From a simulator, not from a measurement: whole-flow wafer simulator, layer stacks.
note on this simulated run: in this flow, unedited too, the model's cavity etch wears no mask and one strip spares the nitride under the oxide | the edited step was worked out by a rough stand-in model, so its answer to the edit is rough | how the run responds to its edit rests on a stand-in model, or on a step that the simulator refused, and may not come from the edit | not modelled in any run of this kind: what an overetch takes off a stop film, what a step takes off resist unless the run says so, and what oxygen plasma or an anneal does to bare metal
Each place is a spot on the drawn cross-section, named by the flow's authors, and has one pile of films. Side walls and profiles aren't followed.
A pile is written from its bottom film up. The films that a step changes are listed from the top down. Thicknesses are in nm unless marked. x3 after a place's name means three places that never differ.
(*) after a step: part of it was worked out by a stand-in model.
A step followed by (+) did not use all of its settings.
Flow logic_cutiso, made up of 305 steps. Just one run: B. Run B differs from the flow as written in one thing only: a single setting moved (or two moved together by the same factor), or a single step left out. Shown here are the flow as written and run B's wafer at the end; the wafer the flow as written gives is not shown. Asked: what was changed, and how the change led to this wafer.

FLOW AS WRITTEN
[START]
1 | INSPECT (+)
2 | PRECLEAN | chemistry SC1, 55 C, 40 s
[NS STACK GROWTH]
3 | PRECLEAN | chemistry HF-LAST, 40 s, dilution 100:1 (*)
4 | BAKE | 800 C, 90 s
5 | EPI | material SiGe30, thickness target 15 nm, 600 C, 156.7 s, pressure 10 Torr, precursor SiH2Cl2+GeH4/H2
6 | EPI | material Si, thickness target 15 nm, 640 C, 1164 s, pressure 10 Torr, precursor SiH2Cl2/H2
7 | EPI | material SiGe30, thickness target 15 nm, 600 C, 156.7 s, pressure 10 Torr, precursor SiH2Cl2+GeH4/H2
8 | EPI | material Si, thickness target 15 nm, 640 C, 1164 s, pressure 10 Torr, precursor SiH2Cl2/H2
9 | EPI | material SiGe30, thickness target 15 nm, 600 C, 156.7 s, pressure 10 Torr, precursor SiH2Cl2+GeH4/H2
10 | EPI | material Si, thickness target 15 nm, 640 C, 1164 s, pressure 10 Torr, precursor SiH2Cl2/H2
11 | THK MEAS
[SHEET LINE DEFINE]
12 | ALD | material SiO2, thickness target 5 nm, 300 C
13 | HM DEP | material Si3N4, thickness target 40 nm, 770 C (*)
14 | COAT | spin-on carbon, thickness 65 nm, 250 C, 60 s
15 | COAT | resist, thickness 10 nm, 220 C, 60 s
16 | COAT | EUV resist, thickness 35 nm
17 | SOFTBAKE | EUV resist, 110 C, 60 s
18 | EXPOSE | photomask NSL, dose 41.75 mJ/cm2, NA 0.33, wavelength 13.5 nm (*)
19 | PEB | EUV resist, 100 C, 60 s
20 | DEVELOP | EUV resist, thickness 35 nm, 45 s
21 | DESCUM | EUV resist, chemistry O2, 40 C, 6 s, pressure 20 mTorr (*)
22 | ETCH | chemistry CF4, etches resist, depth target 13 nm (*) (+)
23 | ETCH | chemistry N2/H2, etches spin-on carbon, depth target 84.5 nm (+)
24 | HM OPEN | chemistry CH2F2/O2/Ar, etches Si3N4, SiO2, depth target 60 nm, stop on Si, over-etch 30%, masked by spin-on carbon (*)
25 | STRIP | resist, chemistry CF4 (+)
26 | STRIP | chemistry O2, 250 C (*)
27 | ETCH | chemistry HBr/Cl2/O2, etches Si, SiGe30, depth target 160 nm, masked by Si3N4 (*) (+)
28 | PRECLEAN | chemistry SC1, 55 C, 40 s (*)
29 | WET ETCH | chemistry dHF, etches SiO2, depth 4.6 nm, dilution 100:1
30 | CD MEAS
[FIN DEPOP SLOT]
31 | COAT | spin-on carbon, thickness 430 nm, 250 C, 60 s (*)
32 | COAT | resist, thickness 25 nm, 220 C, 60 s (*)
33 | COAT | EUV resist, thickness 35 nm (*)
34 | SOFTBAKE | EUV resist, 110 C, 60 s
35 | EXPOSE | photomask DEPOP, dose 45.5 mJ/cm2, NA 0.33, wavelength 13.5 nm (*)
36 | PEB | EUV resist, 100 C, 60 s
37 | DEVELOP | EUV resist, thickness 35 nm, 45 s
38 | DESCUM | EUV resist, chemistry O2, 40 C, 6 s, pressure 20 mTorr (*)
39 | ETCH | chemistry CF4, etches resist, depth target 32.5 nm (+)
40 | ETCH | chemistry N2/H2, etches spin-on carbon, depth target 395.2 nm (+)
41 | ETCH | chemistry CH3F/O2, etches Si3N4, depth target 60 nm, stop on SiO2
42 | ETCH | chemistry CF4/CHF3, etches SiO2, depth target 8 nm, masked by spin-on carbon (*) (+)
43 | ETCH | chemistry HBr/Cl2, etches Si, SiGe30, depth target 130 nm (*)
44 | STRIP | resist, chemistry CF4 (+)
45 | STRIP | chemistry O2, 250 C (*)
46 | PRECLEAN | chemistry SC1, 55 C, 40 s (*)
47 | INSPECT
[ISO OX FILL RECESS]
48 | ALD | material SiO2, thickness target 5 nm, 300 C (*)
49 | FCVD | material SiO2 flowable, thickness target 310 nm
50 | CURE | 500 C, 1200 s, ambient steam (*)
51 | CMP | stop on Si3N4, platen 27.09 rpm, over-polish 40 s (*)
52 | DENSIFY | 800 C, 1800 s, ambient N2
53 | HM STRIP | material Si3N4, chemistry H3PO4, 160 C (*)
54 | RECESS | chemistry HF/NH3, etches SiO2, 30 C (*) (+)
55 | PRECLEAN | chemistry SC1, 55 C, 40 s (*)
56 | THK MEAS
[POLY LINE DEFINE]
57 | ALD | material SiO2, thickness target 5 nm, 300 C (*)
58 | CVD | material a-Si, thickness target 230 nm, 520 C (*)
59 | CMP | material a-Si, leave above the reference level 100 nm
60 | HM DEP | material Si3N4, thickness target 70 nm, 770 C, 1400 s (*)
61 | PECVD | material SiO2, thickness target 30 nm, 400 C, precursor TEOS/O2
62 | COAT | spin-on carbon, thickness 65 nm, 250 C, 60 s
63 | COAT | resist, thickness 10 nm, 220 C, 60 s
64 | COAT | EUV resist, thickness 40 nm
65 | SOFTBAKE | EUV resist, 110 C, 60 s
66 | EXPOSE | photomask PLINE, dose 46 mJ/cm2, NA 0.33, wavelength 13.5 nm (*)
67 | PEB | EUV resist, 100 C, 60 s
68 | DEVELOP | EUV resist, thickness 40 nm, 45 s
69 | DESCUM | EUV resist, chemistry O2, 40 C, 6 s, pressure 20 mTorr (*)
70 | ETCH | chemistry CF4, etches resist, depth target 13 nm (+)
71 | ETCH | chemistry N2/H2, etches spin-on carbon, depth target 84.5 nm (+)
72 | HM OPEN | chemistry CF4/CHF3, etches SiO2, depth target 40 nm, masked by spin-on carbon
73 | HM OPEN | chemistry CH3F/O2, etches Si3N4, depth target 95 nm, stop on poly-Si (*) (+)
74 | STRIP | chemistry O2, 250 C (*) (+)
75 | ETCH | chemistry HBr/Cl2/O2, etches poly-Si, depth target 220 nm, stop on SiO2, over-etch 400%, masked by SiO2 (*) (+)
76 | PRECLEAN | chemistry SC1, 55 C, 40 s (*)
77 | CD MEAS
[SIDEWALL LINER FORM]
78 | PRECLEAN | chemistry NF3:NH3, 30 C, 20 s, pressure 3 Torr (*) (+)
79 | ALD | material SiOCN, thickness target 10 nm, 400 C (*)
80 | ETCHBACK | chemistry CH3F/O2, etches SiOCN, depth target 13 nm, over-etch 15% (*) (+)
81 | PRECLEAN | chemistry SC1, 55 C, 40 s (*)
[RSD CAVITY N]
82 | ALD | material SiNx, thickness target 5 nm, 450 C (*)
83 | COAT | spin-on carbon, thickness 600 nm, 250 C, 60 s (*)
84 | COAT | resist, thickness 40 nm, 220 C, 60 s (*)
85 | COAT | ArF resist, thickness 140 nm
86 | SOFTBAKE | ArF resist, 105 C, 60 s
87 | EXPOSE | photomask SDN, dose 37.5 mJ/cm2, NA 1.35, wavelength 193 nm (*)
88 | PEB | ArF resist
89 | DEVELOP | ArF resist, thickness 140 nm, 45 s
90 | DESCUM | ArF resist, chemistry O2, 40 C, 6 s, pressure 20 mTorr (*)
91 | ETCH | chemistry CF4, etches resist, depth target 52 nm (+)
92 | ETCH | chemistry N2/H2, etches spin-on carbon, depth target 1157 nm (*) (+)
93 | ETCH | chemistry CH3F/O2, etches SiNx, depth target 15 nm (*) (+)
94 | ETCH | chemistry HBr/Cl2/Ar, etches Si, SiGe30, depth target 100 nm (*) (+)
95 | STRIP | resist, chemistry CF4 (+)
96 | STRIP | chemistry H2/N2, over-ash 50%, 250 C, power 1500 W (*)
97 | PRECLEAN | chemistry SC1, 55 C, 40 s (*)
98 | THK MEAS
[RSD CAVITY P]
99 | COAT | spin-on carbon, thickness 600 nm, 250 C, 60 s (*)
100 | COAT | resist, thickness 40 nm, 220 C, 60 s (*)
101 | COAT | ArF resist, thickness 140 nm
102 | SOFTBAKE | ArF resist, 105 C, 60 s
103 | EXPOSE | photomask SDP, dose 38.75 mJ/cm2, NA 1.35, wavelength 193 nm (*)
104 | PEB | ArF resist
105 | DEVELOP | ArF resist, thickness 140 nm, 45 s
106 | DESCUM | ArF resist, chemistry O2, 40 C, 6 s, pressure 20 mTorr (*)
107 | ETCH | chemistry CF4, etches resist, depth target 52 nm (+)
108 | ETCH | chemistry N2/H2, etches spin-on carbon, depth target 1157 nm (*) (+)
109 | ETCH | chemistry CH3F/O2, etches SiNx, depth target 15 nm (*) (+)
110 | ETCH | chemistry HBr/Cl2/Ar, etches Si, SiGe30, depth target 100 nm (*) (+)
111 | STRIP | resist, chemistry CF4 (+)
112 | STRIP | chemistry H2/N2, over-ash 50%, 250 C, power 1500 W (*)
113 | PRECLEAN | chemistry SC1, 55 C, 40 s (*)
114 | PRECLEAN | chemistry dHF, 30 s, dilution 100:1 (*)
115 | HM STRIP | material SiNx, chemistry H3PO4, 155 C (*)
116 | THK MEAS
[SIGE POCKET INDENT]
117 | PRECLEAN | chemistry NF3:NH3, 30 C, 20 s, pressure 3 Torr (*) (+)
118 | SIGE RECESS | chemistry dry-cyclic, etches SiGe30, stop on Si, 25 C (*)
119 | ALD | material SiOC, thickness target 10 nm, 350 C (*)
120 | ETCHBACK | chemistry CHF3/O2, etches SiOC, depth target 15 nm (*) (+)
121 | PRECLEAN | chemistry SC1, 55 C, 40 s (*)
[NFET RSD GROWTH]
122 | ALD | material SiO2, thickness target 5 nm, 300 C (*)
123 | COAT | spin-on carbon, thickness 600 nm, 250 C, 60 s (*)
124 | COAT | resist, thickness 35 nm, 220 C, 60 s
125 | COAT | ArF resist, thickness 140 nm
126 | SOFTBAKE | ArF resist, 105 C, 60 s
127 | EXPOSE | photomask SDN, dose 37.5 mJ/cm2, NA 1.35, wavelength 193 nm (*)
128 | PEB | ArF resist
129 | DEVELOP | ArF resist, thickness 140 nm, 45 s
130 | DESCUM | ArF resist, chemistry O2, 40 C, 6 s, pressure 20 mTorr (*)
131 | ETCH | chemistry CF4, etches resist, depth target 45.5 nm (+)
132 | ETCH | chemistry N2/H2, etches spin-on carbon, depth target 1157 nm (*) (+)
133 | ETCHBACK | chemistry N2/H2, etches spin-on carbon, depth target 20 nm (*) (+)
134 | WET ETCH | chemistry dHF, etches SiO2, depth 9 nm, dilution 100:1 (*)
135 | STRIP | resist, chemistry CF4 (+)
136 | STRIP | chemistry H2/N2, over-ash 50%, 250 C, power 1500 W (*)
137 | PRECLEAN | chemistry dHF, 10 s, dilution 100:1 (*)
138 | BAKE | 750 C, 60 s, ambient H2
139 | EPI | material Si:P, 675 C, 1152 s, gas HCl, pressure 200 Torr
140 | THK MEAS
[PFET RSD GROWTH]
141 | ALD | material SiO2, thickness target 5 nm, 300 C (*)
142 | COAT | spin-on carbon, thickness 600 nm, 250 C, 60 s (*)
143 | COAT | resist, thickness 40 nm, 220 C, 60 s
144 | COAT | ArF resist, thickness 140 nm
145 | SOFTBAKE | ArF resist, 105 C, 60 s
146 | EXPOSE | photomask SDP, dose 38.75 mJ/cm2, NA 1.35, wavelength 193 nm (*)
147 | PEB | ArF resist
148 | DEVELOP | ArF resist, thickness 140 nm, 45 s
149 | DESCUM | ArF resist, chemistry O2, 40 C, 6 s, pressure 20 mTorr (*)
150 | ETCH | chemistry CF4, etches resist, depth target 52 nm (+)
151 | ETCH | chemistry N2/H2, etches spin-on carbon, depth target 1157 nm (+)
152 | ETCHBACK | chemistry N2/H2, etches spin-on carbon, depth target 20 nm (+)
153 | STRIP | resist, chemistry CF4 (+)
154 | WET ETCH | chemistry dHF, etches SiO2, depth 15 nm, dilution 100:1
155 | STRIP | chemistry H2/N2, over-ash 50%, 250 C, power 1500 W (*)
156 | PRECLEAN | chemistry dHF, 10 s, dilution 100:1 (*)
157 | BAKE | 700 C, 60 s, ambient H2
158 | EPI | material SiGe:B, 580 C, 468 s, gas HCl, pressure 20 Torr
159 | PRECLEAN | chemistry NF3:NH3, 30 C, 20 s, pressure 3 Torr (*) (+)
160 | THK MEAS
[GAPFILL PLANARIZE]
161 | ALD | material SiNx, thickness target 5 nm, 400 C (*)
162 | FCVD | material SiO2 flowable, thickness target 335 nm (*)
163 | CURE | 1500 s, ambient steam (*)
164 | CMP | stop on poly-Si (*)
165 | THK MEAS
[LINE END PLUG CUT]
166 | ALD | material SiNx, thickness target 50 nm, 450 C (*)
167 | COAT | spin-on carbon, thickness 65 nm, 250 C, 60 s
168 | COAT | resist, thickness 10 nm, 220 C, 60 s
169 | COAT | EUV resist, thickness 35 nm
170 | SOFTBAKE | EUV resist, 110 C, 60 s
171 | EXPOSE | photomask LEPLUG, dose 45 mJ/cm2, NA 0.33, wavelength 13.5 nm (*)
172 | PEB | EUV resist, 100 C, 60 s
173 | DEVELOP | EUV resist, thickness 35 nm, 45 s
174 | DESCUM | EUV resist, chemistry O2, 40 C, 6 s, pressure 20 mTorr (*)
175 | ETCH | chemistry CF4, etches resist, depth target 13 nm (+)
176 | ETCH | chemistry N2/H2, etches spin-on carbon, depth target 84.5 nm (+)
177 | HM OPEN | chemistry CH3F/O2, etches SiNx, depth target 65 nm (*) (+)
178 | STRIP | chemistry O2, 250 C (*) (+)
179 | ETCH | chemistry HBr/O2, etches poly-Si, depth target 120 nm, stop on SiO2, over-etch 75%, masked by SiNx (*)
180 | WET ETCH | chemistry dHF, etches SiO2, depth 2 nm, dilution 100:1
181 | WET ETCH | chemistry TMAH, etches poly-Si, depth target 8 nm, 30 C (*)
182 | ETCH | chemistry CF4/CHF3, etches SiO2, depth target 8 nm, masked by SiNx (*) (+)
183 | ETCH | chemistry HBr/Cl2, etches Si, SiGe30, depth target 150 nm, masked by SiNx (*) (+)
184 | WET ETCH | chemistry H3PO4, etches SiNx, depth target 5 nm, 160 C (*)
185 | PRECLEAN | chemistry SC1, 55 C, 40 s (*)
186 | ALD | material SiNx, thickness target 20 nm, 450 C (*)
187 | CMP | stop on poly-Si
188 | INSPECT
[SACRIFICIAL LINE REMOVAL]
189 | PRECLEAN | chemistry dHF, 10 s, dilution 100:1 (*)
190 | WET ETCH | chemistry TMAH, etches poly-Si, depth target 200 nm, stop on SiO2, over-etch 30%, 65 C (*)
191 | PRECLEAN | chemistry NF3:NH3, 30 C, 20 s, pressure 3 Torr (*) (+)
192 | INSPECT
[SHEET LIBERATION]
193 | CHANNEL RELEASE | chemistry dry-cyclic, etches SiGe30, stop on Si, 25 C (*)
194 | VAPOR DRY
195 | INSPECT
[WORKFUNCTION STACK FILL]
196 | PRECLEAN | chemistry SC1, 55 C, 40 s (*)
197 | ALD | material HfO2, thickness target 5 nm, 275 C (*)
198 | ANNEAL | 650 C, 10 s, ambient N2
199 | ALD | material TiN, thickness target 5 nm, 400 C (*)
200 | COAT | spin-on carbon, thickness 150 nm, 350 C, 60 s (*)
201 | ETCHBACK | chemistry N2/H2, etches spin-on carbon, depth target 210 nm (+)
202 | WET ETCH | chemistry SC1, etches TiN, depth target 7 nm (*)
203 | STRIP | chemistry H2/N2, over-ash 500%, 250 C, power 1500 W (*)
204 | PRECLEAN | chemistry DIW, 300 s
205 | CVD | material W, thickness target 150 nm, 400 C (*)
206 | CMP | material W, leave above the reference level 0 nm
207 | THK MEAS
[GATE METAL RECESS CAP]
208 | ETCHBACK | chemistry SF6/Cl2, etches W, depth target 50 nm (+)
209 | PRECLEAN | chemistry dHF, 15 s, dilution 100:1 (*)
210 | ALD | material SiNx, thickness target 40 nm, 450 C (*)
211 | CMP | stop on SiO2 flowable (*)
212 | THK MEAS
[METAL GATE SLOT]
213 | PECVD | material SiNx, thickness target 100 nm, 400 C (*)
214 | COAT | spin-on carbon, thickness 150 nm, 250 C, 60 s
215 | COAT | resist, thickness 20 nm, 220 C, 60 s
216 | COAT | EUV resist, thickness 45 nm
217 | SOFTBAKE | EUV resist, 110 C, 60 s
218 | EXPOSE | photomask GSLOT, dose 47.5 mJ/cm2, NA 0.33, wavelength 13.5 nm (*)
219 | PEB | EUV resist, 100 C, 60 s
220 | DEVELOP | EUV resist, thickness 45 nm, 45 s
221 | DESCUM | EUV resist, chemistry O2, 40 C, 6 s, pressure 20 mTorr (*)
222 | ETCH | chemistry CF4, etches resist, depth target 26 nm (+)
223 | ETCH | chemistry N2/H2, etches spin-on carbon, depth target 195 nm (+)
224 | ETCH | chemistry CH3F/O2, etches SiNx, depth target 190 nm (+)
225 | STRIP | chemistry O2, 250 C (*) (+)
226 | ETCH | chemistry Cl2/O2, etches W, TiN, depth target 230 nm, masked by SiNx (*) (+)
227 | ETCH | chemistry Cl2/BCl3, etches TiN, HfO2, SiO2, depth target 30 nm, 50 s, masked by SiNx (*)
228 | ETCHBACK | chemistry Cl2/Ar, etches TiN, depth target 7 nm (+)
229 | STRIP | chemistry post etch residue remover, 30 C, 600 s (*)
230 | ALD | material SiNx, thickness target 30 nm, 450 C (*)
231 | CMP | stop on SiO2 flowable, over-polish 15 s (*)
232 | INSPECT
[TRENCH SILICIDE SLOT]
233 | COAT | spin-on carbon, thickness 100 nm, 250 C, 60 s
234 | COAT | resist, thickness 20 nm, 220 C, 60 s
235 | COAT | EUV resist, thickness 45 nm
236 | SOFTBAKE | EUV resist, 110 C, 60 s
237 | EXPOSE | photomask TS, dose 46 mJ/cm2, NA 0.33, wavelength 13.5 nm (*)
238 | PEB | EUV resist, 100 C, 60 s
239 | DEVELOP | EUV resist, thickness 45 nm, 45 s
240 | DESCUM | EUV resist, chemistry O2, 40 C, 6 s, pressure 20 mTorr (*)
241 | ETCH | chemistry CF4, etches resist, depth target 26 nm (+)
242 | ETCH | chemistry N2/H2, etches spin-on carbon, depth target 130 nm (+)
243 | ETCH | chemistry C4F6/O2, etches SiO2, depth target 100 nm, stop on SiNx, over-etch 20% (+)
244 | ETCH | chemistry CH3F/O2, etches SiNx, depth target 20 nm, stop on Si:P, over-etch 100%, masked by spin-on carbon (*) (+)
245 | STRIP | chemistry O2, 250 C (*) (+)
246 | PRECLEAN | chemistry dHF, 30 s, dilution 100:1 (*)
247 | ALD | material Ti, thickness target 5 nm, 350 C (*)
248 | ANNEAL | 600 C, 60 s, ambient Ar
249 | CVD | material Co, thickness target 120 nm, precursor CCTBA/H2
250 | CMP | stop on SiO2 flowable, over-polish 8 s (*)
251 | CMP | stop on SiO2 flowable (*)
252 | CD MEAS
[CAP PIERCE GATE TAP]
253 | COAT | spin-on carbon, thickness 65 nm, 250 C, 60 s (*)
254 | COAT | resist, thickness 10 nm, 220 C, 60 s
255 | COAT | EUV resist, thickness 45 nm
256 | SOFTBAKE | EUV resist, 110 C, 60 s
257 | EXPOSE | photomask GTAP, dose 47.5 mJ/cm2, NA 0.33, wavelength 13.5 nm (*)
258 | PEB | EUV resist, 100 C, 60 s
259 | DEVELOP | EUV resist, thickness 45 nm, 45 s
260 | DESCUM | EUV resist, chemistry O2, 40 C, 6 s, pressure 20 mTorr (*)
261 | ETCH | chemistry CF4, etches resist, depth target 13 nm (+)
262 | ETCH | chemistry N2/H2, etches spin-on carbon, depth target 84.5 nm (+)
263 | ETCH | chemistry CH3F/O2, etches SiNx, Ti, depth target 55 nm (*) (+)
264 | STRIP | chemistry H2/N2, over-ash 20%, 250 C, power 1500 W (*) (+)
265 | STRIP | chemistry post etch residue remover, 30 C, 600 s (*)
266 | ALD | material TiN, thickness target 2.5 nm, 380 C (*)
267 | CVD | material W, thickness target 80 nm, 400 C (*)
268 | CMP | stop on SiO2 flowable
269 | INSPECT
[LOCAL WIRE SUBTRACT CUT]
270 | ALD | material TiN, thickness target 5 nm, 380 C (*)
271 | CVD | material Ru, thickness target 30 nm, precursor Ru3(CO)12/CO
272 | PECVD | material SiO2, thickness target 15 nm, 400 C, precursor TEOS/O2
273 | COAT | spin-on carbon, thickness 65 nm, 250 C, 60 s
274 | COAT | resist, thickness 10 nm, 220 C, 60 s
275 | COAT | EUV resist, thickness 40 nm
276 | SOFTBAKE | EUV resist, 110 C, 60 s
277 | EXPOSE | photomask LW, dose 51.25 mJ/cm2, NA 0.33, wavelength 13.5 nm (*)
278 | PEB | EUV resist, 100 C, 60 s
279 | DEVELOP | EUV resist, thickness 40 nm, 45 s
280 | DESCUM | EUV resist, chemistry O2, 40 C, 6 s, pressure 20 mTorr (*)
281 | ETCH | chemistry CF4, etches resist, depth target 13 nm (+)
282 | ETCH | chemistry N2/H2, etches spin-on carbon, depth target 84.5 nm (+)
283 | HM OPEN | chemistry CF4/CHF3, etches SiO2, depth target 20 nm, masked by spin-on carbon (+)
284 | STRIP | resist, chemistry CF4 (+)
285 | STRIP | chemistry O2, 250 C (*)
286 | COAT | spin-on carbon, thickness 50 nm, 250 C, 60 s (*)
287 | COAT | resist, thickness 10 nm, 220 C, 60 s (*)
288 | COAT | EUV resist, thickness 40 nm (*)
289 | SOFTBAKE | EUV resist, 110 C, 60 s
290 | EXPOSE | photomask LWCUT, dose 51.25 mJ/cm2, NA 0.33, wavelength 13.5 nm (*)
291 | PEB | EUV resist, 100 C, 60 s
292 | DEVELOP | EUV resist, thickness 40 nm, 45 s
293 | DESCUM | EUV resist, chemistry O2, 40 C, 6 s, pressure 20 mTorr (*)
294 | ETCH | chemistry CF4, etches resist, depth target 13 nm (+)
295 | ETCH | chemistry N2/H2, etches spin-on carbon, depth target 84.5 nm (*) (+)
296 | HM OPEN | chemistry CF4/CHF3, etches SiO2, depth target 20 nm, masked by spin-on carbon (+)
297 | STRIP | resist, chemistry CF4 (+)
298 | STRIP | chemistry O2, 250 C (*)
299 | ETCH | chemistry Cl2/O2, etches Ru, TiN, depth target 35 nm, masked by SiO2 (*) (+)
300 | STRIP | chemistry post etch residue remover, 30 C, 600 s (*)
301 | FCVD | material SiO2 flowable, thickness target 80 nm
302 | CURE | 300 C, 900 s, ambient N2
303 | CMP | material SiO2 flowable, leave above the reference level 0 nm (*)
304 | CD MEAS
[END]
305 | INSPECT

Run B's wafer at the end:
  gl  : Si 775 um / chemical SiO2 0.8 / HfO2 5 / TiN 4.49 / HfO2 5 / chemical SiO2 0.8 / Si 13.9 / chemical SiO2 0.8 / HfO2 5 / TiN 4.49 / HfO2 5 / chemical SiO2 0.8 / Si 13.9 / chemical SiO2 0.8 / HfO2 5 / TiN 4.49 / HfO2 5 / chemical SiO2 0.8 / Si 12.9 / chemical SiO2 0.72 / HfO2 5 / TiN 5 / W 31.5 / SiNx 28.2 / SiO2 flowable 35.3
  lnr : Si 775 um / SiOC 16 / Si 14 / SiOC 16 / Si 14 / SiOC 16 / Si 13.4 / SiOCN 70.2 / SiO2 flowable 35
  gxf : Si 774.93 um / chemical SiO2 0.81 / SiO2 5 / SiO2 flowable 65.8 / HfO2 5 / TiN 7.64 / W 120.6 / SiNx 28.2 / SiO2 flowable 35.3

What caused this: step 75, ETCH: depth target 99 nm was run, while the flow as written has depth target 220 nm.

Step by step, how the change led to this:
  75 | ETCH | chemistry HBr/Cl2/O2, etches poly-Si, depth target 220 nm, stop on SiO2, over-etch 400%, masked by SiO2 (*) (+)
      lnr, lnrp, lnrt, rsdn, rsdp, rsdw, rsdx: -0.79 chemical SiO2 (all of it), -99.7 poly-Si (all of it), -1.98 SiO2 (in the flow as written it would be: -0.79 chemical SiO2 (all of it), -99.7 poly-Si (all of it), -5 SiO2 (all of it))
      depop, dpovl, gfld and 10 more: -7.32 SiO2 (in the flow as written it would be: -9.58 SiO2)
      (and at 2 other places as well)
  78 | PRECLEAN | chemistry NF3:NH3, 30 C, 20 s, pressure 3 Torr (*) (+)
      lnr, lnrp, lnrt, rsdn, rsdp, rsdw, rsdx: -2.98 SiO2 (all of it), -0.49 chemical SiO2 (all of it) (in the flow as written it would be: -0.52 chemical SiO2 (all of it))
      iso, lnri: -3.43 SiO2 (all of it), -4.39 SiO2 flowable (in the flow as written it would be: -0.41 SiO2 (all of it), -7.89 SiO2 flowable)
  120 | ETCHBACK | chemistry CHF3/O2, etches SiOC, depth target 15 nm (*) (+)
      gl, tap: -10 SiOC (all of it), -5 SiO2 (in the flow as written it would be: -10 SiOC (all of it), -4.21 SiO2 (all of it), -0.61 Si3N4)
      glp: -10 SiOC (all of it), -5 SiO2 (in the flow as written it would be: -10 SiOC (all of it), -4.25 SiO2 (all of it), -0.58 Si3N4)
      (and at 2 other places as well)
  122 | ALD | material SiO2, thickness target 5 nm, 300 C (*)
      gl, glp, tap: +5 SiO2 (in the flow as written it would be: +5 SiO2 (new film))
      gxn: +7.12 SiO2 (in the flow as written it would be: +6.76 SiO2 (new film))
      (and at 1 other place as well)
  132 | ETCH | chemistry N2/H2, etches spin-on carbon, depth target 1157 nm (*) (+)
      gl, tap: -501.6 spin-on carbon (all of it), -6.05 SiO2 (in the flow as written it would be: -501.7 spin-on carbon (all of it), -5 SiO2 (all of it), -0.5 Si3N4)
  133 | ETCHBACK | chemistry N2/H2, etches spin-on carbon, depth target 20 nm (*) (+)
      gxn: -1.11 SiO2 (in the flow as written it would be: -0.7 SiO2 (all of it), -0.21 Si3N4)
  134 | WET ETCH | chemistry dHF, etches SiO2, depth 9 nm, dilution 100:1 (*)
      gxn: -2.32 SiO2 (all of it), -0.2 Si3N4 (in the flow as written it would be: -0.34 Si3N4)
  141 | ALD | material SiO2, thickness target 5 nm, 300 C (*)
      gxn: +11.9 SiO2 (new film) (in the flow as written it would be: +10.1 SiO2 (new film))
  153 | STRIP | resist, chemistry CF4 (+)
      gxp: -5.33 SiO2 (in the flow as written it would be: -3.06 SiO2 (all of it))
      glp: -2.78 SiO2 (all of it) (in the flow as written it would be: -1.36 SiO2 (all of it))
  161 | ALD | material SiNx, thickness target 5 nm, 400 C (*)
      gxp: +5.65 SiNx (new film) (in the flow as written it would be: +5 SiNx (new film))
  164 | CMP | stop on poly-Si (*)
      depop, dpovl, isow, ns, nsgap: -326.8 SiO2 flowable (all of it), -5 SiNx (all of it), -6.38 SiO2 (all of it), -70 Si3N4 (all of it) (in the flow as written it would be: -326.8 SiO2 flowable (all of it), -5 SiNx (all of it), -4.13 SiO2 (all of it), -70 Si3N4 (all of it))
      gfld, gxf: -251.5 SiO2 flowable (all of it), -5 SiNx (all of it), -6.38 SiO2 (all of it), -70 Si3N4 (all of it) (in the flow as written it would be: -251.9 SiO2 flowable (all of it), -5 SiNx (all of it), -4.13 SiO2 (all of it), -70 Si3N4 (all of it))
      (and at 9 other places as well)
  197 | ALD | material HfO2, thickness target 5 nm, 275 C (*)
      gxf: +5 HfO2 (new film) (in the flow as written it would be: +7.7 HfO2 (new film))
  199 | ALD | material TiN, thickness target 5 nm, 400 C (*)
      gfld: +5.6 TiN (new film) (in the flow as written it would be: +7.64 TiN (new film))
      gxf: +7.64 TiN (new film) (in the flow as written it would be: +5 TiN (new film))
  226 | ETCH | chemistry Cl2/O2, etches W, TiN, depth target 230 nm, masked by SiNx (*) (+)
      gfld: -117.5 W (all of it), -5.6 TiN (all of it), -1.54 HfO2 (in the flow as written it would be: -115.4 W (all of it), -7.64 TiN (all of it), -1.54 HfO2)
